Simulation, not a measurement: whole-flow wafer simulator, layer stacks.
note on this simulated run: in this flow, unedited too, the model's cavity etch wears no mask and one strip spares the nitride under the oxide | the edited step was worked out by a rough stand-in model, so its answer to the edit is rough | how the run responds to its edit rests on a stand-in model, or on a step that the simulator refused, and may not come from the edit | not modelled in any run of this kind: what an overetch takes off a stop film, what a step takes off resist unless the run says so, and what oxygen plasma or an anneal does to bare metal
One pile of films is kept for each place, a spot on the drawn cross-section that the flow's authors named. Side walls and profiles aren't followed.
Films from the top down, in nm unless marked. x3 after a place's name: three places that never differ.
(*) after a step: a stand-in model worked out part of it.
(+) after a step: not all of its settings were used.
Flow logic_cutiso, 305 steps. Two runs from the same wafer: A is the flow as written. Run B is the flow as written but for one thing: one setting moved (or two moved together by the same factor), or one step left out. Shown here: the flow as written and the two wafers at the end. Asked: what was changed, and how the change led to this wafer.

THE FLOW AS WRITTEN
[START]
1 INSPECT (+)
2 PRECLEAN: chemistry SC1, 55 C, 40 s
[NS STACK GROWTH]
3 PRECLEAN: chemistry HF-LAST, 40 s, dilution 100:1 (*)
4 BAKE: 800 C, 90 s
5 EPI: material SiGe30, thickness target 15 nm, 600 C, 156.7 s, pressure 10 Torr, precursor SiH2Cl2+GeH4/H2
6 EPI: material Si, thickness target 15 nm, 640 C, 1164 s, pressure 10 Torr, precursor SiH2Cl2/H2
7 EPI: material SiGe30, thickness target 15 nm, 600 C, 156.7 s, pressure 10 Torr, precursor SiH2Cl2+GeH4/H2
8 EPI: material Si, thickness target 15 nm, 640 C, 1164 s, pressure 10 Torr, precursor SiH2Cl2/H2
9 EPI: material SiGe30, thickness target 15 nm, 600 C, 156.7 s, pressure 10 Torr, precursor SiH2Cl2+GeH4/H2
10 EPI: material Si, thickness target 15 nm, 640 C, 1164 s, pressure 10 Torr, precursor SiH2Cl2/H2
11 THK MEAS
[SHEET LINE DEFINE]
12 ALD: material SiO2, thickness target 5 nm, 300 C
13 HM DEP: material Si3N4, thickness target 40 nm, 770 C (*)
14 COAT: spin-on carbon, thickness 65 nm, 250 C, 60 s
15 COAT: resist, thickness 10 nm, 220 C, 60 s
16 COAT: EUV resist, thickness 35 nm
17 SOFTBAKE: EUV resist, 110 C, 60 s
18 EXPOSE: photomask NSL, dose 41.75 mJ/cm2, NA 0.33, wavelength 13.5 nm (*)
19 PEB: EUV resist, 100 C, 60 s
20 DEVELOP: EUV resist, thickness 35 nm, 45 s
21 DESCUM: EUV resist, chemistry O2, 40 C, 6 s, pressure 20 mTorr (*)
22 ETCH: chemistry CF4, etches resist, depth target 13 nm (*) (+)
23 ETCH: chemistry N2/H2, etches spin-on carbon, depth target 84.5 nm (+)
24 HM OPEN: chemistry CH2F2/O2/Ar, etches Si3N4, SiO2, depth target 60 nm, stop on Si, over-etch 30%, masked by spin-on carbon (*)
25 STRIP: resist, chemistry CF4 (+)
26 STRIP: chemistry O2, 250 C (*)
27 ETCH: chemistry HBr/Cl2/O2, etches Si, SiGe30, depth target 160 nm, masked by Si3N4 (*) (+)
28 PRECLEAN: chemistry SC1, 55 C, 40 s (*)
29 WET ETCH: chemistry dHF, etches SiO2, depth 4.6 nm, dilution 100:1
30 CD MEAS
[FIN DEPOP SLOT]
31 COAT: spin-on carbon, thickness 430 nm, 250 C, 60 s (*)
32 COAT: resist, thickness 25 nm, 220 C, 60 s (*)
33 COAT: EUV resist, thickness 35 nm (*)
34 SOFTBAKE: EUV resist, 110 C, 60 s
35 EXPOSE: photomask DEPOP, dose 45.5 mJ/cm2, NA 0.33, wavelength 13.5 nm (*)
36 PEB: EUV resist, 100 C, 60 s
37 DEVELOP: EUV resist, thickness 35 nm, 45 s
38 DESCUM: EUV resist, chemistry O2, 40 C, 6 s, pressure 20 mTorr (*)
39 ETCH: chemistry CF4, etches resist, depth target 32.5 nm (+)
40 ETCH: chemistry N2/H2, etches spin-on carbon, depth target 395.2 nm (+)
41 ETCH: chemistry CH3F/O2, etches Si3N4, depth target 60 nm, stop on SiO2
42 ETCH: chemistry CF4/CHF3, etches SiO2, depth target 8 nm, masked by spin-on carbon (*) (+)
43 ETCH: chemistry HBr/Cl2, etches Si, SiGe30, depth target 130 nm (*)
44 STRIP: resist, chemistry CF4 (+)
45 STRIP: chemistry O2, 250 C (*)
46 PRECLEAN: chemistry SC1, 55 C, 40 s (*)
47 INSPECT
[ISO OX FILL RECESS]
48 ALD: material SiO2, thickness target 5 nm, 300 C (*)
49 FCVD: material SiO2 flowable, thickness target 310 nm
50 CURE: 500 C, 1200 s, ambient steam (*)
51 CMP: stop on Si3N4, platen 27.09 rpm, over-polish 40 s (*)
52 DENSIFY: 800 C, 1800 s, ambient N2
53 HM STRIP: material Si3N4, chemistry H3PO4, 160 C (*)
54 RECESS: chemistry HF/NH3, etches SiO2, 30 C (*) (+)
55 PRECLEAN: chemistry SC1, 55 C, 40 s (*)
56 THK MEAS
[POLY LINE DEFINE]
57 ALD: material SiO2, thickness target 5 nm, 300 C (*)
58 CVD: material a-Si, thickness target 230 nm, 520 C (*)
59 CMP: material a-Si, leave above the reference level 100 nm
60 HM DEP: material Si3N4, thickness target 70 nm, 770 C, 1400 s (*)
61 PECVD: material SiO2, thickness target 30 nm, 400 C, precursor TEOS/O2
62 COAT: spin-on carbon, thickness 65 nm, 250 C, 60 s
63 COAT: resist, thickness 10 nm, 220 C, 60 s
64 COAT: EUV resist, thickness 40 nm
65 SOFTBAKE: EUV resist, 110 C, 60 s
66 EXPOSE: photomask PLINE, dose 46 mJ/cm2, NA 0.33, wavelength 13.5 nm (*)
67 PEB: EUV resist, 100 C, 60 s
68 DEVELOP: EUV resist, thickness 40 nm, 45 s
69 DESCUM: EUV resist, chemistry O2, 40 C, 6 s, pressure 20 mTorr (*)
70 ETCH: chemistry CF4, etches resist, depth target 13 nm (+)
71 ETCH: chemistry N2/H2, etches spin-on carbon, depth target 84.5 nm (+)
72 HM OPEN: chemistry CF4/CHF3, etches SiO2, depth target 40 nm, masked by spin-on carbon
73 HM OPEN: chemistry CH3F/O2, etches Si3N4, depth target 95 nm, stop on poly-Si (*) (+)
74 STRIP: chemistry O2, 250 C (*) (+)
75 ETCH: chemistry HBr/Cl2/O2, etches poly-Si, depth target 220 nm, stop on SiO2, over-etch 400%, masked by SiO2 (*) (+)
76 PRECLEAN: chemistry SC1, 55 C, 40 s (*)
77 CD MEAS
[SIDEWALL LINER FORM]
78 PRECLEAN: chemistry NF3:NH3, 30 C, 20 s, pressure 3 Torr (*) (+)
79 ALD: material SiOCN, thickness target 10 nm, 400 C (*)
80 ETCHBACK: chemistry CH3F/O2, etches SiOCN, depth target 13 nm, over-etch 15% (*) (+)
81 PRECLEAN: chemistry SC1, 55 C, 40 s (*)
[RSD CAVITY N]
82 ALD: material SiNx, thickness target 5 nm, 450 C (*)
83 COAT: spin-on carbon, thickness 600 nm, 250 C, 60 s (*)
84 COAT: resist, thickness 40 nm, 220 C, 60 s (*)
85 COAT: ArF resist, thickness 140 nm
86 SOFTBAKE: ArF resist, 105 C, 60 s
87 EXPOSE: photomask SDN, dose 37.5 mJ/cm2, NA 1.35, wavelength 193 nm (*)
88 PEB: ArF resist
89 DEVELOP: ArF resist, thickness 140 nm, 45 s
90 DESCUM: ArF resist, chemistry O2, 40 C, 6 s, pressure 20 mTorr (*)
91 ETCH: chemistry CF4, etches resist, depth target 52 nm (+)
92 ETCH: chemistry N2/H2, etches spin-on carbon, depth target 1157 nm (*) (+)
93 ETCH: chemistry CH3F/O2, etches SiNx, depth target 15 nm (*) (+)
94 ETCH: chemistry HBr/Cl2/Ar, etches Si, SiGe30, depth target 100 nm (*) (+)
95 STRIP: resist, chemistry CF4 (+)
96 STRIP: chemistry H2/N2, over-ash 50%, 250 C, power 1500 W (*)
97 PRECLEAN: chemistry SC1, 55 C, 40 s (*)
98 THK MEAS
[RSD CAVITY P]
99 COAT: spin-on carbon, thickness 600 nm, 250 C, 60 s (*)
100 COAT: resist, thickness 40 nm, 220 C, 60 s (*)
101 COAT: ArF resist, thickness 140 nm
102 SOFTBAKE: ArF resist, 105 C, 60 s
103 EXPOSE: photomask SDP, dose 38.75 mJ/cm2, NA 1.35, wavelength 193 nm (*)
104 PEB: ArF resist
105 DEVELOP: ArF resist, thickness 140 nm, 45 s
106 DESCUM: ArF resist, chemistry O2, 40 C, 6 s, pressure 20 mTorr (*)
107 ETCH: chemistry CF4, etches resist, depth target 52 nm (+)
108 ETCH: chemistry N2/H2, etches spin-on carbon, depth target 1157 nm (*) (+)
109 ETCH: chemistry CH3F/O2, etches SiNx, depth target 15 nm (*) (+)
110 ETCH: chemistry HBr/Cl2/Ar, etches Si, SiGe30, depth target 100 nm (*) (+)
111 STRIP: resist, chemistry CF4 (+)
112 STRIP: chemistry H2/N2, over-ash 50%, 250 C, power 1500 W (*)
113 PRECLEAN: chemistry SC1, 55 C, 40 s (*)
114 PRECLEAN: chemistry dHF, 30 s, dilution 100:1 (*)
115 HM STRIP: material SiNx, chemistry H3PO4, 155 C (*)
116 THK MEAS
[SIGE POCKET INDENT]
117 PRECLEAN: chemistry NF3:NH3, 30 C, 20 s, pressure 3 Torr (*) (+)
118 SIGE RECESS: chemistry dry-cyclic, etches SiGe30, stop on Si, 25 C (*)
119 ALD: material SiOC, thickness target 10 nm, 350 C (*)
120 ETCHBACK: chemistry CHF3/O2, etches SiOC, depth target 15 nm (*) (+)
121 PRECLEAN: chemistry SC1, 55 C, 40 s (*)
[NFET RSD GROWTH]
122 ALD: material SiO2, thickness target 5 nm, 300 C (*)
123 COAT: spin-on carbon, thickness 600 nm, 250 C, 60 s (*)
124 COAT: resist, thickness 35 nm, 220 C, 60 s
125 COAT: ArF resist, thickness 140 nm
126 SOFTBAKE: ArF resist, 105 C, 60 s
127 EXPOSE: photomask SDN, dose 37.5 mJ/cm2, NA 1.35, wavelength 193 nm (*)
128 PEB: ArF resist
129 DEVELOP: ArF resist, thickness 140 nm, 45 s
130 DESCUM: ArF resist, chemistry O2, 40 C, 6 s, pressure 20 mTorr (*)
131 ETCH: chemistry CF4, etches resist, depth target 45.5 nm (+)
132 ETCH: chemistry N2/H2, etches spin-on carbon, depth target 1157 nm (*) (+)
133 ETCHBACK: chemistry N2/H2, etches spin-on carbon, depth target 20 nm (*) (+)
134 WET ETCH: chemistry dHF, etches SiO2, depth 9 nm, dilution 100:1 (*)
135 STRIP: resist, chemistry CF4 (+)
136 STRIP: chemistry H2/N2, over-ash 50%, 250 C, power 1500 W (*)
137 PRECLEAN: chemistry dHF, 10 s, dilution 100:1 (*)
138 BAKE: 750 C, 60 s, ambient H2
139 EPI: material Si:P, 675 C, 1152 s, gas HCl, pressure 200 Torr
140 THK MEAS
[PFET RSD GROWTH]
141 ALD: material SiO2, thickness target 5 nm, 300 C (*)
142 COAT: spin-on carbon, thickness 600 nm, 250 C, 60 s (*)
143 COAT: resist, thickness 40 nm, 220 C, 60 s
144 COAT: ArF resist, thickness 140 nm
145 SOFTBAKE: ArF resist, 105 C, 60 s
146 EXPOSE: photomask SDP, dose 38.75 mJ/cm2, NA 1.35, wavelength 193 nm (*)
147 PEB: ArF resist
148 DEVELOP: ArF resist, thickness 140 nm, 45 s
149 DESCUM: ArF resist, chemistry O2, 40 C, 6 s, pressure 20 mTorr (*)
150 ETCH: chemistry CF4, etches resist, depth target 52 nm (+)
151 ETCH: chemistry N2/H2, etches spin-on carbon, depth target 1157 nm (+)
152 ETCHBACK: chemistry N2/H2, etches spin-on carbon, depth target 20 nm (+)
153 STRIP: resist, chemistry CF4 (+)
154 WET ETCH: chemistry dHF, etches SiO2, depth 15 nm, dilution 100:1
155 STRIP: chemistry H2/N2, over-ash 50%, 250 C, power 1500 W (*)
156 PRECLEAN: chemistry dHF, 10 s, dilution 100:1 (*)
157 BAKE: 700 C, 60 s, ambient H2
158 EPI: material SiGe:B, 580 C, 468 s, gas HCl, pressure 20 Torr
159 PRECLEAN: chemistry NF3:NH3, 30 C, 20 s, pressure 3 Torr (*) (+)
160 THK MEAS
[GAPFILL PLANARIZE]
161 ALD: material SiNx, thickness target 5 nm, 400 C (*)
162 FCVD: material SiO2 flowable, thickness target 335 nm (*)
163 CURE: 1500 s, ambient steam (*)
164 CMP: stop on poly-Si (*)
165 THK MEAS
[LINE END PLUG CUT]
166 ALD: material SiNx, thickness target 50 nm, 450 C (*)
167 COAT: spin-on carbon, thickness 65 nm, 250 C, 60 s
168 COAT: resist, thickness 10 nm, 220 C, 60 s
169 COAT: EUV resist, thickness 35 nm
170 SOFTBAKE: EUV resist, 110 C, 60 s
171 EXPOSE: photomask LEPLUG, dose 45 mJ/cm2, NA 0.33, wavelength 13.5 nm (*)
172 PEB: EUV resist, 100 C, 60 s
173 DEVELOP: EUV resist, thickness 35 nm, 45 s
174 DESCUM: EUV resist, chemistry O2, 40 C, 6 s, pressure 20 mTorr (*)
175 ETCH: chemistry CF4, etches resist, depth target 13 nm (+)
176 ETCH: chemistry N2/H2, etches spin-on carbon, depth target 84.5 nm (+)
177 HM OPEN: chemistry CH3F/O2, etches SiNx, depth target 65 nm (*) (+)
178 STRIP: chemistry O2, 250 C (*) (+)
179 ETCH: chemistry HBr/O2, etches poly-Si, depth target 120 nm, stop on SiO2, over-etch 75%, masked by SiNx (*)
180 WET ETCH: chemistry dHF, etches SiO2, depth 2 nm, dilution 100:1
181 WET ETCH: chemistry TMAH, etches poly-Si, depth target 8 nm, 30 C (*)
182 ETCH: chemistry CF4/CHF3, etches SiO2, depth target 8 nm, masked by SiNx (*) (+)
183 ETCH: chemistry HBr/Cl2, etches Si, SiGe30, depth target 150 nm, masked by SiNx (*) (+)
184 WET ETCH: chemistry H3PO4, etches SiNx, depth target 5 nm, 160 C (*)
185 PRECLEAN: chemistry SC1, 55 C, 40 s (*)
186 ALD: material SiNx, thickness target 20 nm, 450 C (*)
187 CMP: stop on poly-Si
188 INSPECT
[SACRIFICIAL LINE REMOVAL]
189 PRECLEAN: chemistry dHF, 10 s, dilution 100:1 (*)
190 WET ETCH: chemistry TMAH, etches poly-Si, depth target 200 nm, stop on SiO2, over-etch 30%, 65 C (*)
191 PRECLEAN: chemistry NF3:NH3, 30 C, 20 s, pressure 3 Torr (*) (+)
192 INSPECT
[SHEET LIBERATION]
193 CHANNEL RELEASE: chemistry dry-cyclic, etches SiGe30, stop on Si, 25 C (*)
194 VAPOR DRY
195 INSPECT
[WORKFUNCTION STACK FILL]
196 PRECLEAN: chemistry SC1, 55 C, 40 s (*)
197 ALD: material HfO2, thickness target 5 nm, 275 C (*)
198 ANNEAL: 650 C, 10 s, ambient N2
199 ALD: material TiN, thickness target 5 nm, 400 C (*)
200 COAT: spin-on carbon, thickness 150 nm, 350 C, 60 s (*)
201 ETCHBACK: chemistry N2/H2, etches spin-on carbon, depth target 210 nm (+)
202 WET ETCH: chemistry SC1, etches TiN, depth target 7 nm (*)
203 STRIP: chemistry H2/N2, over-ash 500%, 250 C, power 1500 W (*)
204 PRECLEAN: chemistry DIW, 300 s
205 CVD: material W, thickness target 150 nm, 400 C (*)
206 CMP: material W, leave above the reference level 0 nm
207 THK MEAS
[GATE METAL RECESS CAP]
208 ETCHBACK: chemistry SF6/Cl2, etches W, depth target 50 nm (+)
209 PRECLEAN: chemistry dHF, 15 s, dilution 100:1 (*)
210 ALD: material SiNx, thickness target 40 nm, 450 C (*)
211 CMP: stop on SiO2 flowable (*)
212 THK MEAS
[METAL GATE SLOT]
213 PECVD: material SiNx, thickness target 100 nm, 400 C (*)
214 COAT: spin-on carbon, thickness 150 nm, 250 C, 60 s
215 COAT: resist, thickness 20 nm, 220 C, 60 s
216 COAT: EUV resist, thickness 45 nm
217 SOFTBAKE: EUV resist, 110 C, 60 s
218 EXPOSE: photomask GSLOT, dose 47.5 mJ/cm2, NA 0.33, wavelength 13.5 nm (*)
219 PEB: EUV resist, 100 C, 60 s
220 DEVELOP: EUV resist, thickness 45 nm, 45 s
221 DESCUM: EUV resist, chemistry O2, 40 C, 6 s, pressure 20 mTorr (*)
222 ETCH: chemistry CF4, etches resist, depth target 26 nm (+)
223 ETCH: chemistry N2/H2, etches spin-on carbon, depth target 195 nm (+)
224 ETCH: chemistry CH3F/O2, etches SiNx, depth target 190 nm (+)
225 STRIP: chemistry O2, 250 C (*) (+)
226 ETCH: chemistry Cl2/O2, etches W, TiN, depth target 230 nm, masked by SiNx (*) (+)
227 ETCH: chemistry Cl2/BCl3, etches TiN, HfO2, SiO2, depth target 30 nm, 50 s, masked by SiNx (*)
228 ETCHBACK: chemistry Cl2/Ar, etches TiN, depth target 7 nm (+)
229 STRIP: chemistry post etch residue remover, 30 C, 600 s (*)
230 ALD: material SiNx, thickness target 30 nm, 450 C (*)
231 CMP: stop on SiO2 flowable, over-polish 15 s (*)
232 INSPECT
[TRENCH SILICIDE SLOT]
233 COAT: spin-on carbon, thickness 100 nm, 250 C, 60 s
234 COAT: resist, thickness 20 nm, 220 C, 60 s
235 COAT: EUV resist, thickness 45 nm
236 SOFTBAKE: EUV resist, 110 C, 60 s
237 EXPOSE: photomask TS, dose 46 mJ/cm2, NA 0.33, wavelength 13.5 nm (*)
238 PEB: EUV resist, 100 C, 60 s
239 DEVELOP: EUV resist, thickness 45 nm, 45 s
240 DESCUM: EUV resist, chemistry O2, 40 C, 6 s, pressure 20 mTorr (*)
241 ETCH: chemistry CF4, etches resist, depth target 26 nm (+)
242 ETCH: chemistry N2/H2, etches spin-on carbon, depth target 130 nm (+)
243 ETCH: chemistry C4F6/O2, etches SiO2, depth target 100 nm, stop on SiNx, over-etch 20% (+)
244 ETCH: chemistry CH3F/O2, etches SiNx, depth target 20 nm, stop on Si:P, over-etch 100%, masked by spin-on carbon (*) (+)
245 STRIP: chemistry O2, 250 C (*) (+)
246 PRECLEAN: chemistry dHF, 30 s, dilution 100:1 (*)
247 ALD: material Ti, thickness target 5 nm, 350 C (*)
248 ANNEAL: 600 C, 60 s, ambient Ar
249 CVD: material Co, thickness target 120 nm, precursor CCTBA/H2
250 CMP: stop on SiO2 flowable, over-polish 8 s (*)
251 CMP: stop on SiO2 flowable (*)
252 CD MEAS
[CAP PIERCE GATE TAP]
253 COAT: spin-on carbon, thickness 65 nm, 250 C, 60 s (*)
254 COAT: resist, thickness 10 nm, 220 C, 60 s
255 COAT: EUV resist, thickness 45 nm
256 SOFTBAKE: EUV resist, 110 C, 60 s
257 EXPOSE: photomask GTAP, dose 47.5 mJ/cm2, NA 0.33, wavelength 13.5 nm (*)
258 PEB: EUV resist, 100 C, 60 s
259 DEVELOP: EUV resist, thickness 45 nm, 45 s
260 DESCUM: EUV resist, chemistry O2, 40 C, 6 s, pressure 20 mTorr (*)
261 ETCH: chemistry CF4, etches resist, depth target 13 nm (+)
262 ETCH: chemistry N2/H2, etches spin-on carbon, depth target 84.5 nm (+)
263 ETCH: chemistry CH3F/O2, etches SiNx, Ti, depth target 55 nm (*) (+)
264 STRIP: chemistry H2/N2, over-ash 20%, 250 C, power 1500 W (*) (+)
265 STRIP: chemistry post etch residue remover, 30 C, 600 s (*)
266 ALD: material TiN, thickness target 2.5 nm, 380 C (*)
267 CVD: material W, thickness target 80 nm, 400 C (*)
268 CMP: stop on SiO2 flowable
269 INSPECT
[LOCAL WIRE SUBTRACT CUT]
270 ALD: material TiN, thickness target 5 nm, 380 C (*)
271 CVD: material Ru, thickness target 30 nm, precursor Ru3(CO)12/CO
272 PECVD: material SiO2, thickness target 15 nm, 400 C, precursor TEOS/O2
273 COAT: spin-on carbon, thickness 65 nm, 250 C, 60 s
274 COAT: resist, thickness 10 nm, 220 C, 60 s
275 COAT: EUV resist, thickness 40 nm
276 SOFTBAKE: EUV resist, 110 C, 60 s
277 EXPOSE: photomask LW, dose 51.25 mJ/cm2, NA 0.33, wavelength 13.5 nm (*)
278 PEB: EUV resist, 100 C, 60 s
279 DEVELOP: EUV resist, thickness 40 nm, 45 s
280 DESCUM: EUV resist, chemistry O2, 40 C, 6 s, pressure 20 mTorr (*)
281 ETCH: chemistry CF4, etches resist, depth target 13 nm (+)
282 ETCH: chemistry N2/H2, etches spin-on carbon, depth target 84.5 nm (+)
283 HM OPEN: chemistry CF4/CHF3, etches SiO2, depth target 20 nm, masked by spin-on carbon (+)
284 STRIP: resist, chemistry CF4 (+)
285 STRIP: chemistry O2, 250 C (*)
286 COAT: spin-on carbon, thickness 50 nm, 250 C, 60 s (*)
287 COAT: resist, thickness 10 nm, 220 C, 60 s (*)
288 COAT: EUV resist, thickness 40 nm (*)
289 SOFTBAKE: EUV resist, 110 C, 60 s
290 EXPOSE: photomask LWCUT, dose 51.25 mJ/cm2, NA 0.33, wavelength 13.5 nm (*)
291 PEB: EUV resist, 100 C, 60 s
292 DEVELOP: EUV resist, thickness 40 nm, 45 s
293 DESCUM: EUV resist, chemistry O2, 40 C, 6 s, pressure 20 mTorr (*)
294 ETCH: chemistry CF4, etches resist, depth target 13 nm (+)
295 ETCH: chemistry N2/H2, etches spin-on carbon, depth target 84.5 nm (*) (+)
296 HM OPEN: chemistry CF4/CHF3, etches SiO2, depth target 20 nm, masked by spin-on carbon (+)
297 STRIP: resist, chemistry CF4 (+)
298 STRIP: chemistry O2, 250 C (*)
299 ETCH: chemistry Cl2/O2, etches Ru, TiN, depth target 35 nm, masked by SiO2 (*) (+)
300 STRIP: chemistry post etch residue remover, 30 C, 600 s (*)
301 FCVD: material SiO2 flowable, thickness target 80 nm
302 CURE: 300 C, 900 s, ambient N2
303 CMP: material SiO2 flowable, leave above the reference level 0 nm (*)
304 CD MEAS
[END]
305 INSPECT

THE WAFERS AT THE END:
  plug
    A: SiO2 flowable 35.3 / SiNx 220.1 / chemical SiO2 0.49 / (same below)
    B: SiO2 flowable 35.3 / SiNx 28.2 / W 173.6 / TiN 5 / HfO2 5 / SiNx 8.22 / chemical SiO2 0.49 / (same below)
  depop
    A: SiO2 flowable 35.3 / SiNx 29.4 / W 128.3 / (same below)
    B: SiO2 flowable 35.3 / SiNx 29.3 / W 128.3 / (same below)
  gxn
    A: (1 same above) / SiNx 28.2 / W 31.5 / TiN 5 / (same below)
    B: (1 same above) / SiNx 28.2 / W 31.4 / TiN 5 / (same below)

The cause: step 186, ALD: thickness target 10 nm was run, where the flow has thickness target 20 nm.

How the change led to this, step by step:
  186 ALD: material SiNx, thickness target 20 nm, 450 C (*)
      depop, dpovl, gfld and 18 more: A SiNx +20 | B SiNx +10
      plug: A SiNx +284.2 (new film) | B SiNx +10 (new film)
  187 CMP: stop on poly-Si
      plug: A SiNx -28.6 | B nothing
      depop, dpovl, gfld and 18 more: A SiNx -28.6 (all of it) | B SiNx -18.6 (all of it)
  200 COAT: spin-on carbon, thickness 150 nm, 350 C, 60 s (*)
      lnr, lnrp: A spin-on carbon +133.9 (new film) | B spin-on carbon +129.8 (new film)
      iso: A spin-on carbon +145.4 (new film) | B spin-on carbon +142 (new film)
      (and at 7 more places)
  201 ETCHBACK: chemistry N2/H2, etches spin-on carbon, depth target 210 nm (+)
      plug: A spin-on carbon -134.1 (all of it) | B spin-on carbon -210
      lnr, lnrp: A spin-on carbon -133.9 (all of it) | B spin-on carbon -129.8 (all of it)
      (and at 7 more places)
  202 WET ETCH: chemistry SC1, etches TiN, depth target 7 nm (*)
      plug: A TiN -5 (all of it) | B spin-on carbon -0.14
  203 STRIP: chemistry H2/N2, over-ash 500%, 250 C, power 1500 W (*)
      plug: A nothing | B spin-on carbon -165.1 (all of it)
      gxn, gxp: A spin-on carbon -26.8 (all of it) | B spin-on carbon -23.3 (all of it)
      (and at 5 more places)
  205 CVD: material W, thickness target 150 nm, 400 C (*)
      plug: A W +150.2 (new film) | B W +390.8 (new film)
  206 CMP: material W, leave above the reference level 0 nm
      plug: A W -150.2 (all of it), HfO2 -5 (all of it), SiNx -12 | B W -167.2
  208 ETCHBACK: chemistry SF6/Cl2, etches W, depth target 50 nm (+)
      plug: A SiNx -12.5 | B W -50
  210 ALD: material SiNx, thickness target 40 nm, 450 C (*)
      plug: A SiNx +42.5 | B SiNx +82.6 (new film)
  211 CMP: stop on SiO2 flowable (*)
      plug: A SiNx -40.3 | B SiNx -43.2
Counting metal films that touch as one body, plug has 1 body; the flow as written gives 0 bodies.
